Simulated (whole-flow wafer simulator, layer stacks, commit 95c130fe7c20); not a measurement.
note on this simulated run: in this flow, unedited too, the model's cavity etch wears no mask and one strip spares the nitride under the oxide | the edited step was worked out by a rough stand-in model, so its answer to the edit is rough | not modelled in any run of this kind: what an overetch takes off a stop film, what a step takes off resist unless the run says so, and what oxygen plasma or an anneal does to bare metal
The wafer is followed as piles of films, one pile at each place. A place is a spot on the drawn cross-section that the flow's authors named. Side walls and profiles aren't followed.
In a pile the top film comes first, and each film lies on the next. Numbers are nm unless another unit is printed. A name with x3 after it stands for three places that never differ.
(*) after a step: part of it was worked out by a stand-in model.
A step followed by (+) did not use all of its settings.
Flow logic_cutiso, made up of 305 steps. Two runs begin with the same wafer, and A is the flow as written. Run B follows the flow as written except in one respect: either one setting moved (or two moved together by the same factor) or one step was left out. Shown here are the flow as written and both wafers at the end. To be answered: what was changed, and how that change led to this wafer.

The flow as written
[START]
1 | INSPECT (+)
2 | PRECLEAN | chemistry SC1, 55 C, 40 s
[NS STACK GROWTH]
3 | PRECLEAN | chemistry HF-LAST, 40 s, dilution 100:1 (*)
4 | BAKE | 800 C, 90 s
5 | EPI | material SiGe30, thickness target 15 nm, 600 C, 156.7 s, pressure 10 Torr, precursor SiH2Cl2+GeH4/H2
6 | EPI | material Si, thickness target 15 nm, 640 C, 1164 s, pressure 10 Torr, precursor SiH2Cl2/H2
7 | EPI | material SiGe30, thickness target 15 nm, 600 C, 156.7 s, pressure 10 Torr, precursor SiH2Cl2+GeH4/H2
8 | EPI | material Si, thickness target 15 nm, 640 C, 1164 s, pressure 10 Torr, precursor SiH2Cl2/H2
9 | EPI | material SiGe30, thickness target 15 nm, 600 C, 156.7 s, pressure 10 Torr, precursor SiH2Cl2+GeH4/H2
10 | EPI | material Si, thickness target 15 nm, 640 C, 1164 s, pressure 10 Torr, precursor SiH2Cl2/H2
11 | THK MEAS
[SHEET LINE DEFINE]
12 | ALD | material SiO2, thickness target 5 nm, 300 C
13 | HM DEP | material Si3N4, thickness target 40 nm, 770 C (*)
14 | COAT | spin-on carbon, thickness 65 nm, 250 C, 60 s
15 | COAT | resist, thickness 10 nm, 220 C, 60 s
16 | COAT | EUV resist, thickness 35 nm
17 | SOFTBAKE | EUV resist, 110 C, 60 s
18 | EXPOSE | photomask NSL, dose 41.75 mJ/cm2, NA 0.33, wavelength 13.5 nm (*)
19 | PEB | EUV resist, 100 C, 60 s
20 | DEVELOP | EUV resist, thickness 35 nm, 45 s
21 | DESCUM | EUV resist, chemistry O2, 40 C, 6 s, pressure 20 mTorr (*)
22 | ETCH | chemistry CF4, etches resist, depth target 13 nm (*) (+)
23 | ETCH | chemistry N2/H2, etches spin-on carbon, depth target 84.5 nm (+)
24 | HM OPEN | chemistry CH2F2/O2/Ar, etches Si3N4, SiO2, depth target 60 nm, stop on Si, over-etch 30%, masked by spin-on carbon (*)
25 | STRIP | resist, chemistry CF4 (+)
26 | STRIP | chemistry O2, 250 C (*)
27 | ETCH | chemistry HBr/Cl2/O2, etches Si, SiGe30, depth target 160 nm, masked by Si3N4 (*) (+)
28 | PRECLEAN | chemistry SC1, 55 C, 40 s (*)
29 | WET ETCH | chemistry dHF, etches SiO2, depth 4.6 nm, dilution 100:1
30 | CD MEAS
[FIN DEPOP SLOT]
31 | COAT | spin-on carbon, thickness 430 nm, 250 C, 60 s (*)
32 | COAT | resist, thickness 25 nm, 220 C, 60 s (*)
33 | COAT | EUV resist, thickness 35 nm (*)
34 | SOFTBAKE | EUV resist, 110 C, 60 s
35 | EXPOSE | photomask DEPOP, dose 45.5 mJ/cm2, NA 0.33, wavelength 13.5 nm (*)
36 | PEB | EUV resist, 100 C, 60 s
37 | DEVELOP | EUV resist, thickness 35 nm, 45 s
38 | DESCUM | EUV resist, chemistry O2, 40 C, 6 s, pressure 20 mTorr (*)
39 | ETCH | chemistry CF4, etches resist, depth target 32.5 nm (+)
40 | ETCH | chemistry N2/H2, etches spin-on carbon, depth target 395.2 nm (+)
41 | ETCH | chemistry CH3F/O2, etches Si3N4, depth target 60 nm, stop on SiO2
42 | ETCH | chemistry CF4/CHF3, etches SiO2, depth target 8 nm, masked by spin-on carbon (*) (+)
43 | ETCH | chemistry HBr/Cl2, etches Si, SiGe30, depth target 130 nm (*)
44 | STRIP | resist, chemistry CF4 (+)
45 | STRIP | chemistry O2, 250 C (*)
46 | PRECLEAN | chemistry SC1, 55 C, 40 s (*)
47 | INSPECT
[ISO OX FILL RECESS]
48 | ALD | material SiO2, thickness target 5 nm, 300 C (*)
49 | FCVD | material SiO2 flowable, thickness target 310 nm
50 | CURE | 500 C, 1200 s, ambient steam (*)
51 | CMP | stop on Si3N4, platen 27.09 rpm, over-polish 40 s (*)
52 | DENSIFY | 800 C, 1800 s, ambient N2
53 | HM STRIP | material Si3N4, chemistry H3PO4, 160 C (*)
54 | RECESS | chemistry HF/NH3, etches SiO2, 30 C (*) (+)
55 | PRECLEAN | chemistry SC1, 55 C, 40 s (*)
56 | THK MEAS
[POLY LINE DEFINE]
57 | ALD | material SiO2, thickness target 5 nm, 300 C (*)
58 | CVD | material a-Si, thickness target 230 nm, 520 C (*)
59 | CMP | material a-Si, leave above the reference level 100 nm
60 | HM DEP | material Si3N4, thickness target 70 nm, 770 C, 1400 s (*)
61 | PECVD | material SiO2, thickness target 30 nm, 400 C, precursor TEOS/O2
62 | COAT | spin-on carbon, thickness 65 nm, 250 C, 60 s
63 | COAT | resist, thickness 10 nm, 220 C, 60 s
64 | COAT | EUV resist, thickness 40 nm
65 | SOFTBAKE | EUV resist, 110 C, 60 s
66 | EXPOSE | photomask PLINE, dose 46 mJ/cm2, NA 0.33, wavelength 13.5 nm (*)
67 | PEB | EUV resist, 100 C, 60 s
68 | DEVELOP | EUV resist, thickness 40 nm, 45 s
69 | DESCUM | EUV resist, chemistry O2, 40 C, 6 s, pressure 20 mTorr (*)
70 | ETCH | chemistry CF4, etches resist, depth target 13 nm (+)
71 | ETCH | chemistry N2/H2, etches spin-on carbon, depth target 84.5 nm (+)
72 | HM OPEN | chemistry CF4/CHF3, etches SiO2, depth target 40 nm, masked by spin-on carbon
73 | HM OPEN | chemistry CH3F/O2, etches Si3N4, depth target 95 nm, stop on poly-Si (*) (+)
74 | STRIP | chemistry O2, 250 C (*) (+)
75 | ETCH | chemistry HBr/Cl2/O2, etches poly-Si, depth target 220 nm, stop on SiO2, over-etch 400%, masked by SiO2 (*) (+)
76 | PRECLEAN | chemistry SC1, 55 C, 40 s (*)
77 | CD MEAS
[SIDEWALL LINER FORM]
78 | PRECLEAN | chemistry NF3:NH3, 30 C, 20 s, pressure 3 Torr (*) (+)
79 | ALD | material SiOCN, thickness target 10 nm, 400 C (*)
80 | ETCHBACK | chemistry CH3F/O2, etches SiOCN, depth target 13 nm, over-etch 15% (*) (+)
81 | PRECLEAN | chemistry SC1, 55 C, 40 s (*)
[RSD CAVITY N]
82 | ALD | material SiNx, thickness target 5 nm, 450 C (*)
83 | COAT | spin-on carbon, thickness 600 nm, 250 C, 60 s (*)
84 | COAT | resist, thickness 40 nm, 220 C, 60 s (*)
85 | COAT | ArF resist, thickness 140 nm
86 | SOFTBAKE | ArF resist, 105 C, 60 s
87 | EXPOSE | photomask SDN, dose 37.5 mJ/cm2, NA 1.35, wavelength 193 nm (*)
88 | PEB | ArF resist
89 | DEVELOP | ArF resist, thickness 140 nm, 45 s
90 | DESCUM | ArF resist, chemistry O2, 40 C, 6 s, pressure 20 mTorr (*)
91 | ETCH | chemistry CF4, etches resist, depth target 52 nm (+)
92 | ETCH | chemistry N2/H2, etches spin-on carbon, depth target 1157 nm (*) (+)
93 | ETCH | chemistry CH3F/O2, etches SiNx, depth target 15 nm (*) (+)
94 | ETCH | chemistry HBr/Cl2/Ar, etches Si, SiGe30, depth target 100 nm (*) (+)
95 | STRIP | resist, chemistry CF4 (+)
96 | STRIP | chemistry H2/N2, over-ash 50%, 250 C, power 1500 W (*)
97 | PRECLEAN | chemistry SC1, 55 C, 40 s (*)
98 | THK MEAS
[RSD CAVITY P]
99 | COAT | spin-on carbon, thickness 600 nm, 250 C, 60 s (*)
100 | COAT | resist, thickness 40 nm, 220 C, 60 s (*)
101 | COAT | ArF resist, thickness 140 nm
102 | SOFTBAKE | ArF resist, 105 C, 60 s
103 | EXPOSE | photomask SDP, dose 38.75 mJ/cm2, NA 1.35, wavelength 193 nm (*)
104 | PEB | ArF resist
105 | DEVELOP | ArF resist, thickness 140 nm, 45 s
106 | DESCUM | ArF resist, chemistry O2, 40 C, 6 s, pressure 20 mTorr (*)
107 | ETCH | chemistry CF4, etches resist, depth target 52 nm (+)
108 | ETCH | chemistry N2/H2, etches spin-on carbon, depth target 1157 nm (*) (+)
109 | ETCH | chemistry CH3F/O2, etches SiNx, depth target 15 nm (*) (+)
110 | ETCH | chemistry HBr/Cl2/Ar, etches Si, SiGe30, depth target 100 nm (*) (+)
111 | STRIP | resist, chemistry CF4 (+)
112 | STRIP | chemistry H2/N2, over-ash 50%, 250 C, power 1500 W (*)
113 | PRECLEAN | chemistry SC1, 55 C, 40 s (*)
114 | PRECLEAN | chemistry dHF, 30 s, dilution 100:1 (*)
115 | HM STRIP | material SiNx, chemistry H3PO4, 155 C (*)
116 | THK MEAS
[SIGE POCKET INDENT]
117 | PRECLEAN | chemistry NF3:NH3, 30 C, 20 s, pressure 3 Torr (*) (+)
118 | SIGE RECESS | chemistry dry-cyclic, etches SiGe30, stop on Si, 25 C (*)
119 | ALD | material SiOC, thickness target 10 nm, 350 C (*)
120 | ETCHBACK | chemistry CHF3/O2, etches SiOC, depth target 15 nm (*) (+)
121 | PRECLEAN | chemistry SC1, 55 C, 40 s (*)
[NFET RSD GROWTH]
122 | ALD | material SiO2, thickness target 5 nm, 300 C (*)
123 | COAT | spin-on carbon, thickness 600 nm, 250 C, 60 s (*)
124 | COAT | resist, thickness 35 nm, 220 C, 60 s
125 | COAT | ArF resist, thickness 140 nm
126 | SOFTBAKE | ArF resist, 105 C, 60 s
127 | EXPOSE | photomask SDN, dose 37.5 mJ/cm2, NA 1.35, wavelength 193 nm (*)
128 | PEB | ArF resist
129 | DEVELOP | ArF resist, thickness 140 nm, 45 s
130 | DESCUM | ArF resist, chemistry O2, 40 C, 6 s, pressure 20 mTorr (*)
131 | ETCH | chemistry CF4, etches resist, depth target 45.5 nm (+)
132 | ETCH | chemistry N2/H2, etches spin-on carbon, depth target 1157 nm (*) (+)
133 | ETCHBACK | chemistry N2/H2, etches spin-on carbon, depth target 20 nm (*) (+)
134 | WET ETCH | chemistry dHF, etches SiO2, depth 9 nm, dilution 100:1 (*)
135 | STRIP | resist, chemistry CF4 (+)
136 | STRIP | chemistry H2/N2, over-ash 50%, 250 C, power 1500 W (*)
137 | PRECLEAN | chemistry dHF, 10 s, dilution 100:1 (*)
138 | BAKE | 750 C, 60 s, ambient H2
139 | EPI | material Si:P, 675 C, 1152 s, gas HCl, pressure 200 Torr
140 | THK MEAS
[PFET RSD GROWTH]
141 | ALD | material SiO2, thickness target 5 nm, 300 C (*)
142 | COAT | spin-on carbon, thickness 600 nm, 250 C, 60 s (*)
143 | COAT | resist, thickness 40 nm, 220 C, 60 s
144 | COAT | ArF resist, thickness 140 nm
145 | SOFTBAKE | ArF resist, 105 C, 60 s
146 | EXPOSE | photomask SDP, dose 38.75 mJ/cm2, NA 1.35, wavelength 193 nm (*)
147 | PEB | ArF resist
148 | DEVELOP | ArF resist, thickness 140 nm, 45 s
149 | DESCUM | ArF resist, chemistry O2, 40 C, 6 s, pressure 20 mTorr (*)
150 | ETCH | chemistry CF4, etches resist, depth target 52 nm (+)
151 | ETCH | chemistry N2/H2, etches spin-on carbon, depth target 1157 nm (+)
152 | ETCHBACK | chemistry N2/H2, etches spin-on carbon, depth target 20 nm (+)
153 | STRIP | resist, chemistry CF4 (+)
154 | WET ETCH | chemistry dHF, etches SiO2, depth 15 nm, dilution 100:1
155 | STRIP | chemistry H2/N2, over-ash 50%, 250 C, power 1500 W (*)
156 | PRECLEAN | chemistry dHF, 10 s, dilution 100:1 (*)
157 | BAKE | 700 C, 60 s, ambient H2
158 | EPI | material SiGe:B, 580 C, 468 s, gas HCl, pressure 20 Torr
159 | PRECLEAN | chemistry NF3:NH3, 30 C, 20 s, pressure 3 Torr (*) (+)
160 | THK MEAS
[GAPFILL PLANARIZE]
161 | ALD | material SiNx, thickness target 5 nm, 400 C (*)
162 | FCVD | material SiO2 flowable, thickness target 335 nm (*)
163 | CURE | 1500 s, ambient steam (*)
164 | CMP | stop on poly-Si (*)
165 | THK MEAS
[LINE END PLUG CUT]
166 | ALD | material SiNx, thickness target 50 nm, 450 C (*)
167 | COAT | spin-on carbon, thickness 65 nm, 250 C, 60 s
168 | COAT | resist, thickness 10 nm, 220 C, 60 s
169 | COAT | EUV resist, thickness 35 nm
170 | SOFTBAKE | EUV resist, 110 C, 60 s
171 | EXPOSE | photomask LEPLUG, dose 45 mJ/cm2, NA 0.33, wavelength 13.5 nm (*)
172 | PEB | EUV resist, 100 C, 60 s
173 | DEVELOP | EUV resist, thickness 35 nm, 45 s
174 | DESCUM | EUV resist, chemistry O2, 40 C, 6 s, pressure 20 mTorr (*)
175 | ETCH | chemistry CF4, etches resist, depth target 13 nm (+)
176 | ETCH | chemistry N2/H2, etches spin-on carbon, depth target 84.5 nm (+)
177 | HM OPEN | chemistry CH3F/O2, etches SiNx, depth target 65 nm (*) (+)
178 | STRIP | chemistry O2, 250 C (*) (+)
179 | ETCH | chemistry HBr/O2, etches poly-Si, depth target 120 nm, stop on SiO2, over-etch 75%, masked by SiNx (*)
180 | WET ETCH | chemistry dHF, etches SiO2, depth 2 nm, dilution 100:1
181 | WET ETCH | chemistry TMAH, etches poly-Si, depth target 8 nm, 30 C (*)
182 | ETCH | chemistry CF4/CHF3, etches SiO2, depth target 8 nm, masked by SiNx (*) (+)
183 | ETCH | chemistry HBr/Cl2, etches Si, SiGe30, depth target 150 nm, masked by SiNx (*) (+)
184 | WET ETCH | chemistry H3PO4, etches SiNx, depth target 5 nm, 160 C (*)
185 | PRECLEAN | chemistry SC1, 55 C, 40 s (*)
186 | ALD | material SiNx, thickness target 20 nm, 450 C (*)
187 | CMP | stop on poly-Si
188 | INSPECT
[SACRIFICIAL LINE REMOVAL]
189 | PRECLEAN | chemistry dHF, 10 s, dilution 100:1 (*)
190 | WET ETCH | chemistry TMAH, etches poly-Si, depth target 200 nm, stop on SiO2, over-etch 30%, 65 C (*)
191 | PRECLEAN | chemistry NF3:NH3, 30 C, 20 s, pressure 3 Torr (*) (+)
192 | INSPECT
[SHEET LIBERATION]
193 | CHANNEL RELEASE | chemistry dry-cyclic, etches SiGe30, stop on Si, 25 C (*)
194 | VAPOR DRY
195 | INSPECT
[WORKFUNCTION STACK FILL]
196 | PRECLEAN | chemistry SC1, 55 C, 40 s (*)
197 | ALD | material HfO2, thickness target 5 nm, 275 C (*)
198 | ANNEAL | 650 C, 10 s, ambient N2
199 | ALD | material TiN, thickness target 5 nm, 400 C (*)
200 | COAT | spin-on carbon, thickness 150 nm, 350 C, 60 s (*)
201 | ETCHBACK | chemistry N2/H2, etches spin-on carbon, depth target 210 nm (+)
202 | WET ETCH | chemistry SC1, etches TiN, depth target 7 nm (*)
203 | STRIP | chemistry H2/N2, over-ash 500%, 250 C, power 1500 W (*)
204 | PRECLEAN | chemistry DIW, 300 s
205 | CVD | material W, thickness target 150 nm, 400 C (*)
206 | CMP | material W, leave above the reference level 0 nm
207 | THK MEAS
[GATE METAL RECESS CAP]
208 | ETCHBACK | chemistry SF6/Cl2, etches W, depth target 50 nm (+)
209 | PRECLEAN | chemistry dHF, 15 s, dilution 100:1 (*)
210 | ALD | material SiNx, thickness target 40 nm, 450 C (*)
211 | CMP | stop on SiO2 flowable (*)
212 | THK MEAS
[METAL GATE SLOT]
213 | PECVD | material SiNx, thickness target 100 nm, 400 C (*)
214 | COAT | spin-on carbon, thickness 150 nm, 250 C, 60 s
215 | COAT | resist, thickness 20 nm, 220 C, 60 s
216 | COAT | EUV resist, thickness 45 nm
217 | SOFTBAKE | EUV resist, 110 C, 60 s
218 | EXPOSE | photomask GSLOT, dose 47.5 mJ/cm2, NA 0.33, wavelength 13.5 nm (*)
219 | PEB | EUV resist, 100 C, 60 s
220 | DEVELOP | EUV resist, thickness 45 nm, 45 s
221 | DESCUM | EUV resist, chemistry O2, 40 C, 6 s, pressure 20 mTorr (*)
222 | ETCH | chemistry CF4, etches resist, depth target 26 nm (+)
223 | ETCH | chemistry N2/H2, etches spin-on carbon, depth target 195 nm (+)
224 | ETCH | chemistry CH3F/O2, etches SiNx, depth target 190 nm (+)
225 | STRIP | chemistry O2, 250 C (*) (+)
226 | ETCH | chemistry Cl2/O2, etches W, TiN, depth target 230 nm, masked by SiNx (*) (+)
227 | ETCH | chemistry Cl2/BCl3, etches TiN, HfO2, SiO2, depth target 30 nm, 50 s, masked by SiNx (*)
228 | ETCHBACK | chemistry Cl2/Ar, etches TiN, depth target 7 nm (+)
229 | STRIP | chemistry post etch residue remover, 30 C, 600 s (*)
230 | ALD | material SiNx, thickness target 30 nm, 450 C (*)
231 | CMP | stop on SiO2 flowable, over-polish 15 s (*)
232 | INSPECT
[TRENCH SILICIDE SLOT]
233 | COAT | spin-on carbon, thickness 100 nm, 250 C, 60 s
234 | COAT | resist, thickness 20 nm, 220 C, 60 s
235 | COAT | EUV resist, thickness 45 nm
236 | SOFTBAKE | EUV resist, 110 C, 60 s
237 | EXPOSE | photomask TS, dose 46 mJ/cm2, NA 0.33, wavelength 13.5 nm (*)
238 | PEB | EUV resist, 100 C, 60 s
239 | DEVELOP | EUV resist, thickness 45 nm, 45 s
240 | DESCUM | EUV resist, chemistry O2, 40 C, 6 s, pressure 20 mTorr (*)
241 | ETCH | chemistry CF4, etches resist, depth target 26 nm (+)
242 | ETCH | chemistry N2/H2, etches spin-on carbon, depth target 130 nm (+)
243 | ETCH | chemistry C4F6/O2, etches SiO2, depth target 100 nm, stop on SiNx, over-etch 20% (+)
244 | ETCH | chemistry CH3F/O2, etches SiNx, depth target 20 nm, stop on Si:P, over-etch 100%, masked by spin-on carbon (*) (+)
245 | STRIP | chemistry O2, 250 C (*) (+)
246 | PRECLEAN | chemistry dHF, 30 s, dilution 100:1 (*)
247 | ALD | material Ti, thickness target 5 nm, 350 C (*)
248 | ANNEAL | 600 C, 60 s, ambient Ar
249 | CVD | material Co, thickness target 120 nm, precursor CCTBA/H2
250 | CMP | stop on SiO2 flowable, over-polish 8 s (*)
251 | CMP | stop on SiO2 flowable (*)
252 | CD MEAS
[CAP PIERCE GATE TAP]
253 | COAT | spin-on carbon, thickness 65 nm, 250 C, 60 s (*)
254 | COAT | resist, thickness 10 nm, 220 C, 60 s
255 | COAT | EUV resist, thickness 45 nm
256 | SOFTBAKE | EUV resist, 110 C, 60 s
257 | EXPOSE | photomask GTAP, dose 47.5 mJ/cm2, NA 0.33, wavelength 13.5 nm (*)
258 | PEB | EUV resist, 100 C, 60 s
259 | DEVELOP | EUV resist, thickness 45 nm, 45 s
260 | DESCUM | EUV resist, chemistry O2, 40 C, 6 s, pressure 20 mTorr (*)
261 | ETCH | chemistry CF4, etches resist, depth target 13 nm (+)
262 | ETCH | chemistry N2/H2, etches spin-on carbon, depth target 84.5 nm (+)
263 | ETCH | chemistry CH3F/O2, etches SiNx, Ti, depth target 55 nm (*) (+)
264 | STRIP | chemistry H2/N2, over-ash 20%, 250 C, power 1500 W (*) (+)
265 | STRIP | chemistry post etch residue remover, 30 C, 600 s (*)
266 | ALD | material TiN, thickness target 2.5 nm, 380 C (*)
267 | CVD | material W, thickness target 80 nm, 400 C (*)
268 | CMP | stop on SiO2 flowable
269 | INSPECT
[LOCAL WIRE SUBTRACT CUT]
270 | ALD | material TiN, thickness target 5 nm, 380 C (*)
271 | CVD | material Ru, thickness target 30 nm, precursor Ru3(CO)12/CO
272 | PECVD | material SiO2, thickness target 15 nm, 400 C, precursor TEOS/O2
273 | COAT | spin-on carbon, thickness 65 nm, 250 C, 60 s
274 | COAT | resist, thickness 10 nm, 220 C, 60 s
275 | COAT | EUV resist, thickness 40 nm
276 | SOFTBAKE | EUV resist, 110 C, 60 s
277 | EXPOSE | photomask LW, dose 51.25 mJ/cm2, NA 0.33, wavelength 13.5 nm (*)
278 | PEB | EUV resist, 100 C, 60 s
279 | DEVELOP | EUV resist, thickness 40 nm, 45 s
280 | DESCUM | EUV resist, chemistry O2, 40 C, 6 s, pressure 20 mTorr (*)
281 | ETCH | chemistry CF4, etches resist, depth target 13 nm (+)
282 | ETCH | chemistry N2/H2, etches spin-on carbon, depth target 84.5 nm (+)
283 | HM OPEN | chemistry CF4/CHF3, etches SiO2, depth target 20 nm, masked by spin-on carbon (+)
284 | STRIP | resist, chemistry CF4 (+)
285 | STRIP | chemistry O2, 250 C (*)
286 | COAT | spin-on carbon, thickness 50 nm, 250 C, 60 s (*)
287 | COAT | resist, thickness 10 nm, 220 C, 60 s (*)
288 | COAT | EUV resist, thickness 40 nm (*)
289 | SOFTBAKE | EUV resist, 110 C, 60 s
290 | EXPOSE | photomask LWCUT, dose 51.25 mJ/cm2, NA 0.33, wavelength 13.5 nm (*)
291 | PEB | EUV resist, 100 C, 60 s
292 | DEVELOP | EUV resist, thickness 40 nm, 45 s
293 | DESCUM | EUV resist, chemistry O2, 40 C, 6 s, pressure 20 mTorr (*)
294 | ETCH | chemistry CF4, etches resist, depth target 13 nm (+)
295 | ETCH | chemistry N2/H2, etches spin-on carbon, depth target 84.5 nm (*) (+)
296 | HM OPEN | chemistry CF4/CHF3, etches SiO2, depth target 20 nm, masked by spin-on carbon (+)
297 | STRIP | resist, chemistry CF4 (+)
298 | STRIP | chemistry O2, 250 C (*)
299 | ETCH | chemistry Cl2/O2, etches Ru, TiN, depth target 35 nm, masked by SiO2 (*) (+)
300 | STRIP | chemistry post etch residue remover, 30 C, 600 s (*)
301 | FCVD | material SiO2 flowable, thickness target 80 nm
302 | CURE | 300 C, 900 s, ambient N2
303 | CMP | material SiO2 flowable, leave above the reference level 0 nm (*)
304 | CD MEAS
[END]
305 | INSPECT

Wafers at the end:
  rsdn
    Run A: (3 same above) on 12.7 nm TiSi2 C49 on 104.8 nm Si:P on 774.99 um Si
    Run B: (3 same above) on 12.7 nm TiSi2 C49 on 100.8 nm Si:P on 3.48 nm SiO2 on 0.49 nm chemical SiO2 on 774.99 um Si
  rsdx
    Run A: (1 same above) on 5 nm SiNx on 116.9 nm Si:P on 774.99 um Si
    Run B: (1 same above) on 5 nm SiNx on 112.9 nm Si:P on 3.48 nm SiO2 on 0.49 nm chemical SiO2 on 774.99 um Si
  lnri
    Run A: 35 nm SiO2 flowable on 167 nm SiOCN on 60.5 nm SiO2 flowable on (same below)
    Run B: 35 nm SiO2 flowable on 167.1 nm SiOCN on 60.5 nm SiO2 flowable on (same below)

The reason: step 132, ETCH: depth target 694.2 nm was run, whereas the flow has depth target 1157 nm.

How this came from the change, step by step:
  132 | ETCH | chemistry N2/H2, etches spin-on carbon, depth target 1157 nm (*) (+)
      gl, tap: A spin-on carbon loses 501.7 (all of it), SiO2 loses 5 (all of it), Si3N4 loses 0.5 | B spin-on carbon loses 501.7 (all of it), SiO2 loses 4.19
      lnr, lnrt: A spin-on carbon loses 496.5 (all of it), SiO2 loses 5 (all of it), SiOCN loses 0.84 | B spin-on carbon loses 496.5 (all of it), SiO2 loses 4.3
      (and at 18 other places as well)
  133 | ETCHBACK | chemistry N2/H2, etches spin-on carbon, depth target 20 nm (*) (+)
      gl, tap: A Si3N4 loses 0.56 | B SiO2 loses 0.81 (all of it), Si3N4 loses 0.15
      lnr, lnrt: A SiOCN loses 0.83 | B SiO2 loses 0.7 (all of it), SiOCN loses 0.31
      (and at 3 other places as well)
  134 | WET ETCH | chemistry dHF, etches SiO2, depth 9 nm, dilution 100:1 (*)
      rsdn, rsdx: A SiO2 loses 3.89 (all of it), chemical SiO2 loses 0.49 (all of it) | B nothing
      gxn: A Si3N4 loses 0.34 | B SiO2 loses 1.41 (all of it), Si3N4 loses 0.22
  135 | STRIP | resist, chemistry CF4 (+)
      depop, dpovl, gfld and 12 more: A resist loses 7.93 (all of it) | B resist loses 10.9 (all of it)
      lnr, lnrt: A SiOCN loses 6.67 | B SiOCN loses 9.21
      (and at 3 other places as well)
  136 | STRIP | chemistry H2/N2, over-ash 50%, 250 C, power 1500 W (*)
      rsdn, rsdx: A nothing | B spin-on carbon loses 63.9 (all of it)
  137 | PRECLEAN | chemistry dHF, 10 s, dilution 100:1 (*)
      rsdn, rsdx: A nothing | B SiO2 loses 1.52
  139 | EPI | material Si:P, 675 C, 1152 s, gas HCl, pressure 200 Torr
      rsdn, rsdx: A Si:P gains 116.9 (new film) | B Si:P gains 112.9 (new film)
  141 | ALD | material SiO2, thickness target 5 nm, 300 C (*)
      gxn: A SiO2 gains 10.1 (new film) | B SiO2 gains 12 (new film)
  164 | CMP | stop on poly-Si (*)
      gl: A SiO2 flowable loses 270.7 (all of it), SiNx loses 5 (all of it), Si3N4 loses 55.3 (all of it) | B SiO2 flowable loses 274.1 (all of it), SiNx loses 5 (all of it), Si3N4 loses 51.5 (all of it)
      gxn: A SiO2 flowable loses 264.5 (all of it), SiNx loses 5 (all of it), SiO2 loses 1.12 (all of it), Si3N4 loses 60.3 (all of it) | B SiO2 flowable loses 265.3 (all of it), SiNx loses 5 (all of it), SiO2 loses 2.99 (all of it), Si3N4 loses 57.3 (all of it)
      (and at 1 other place as well)
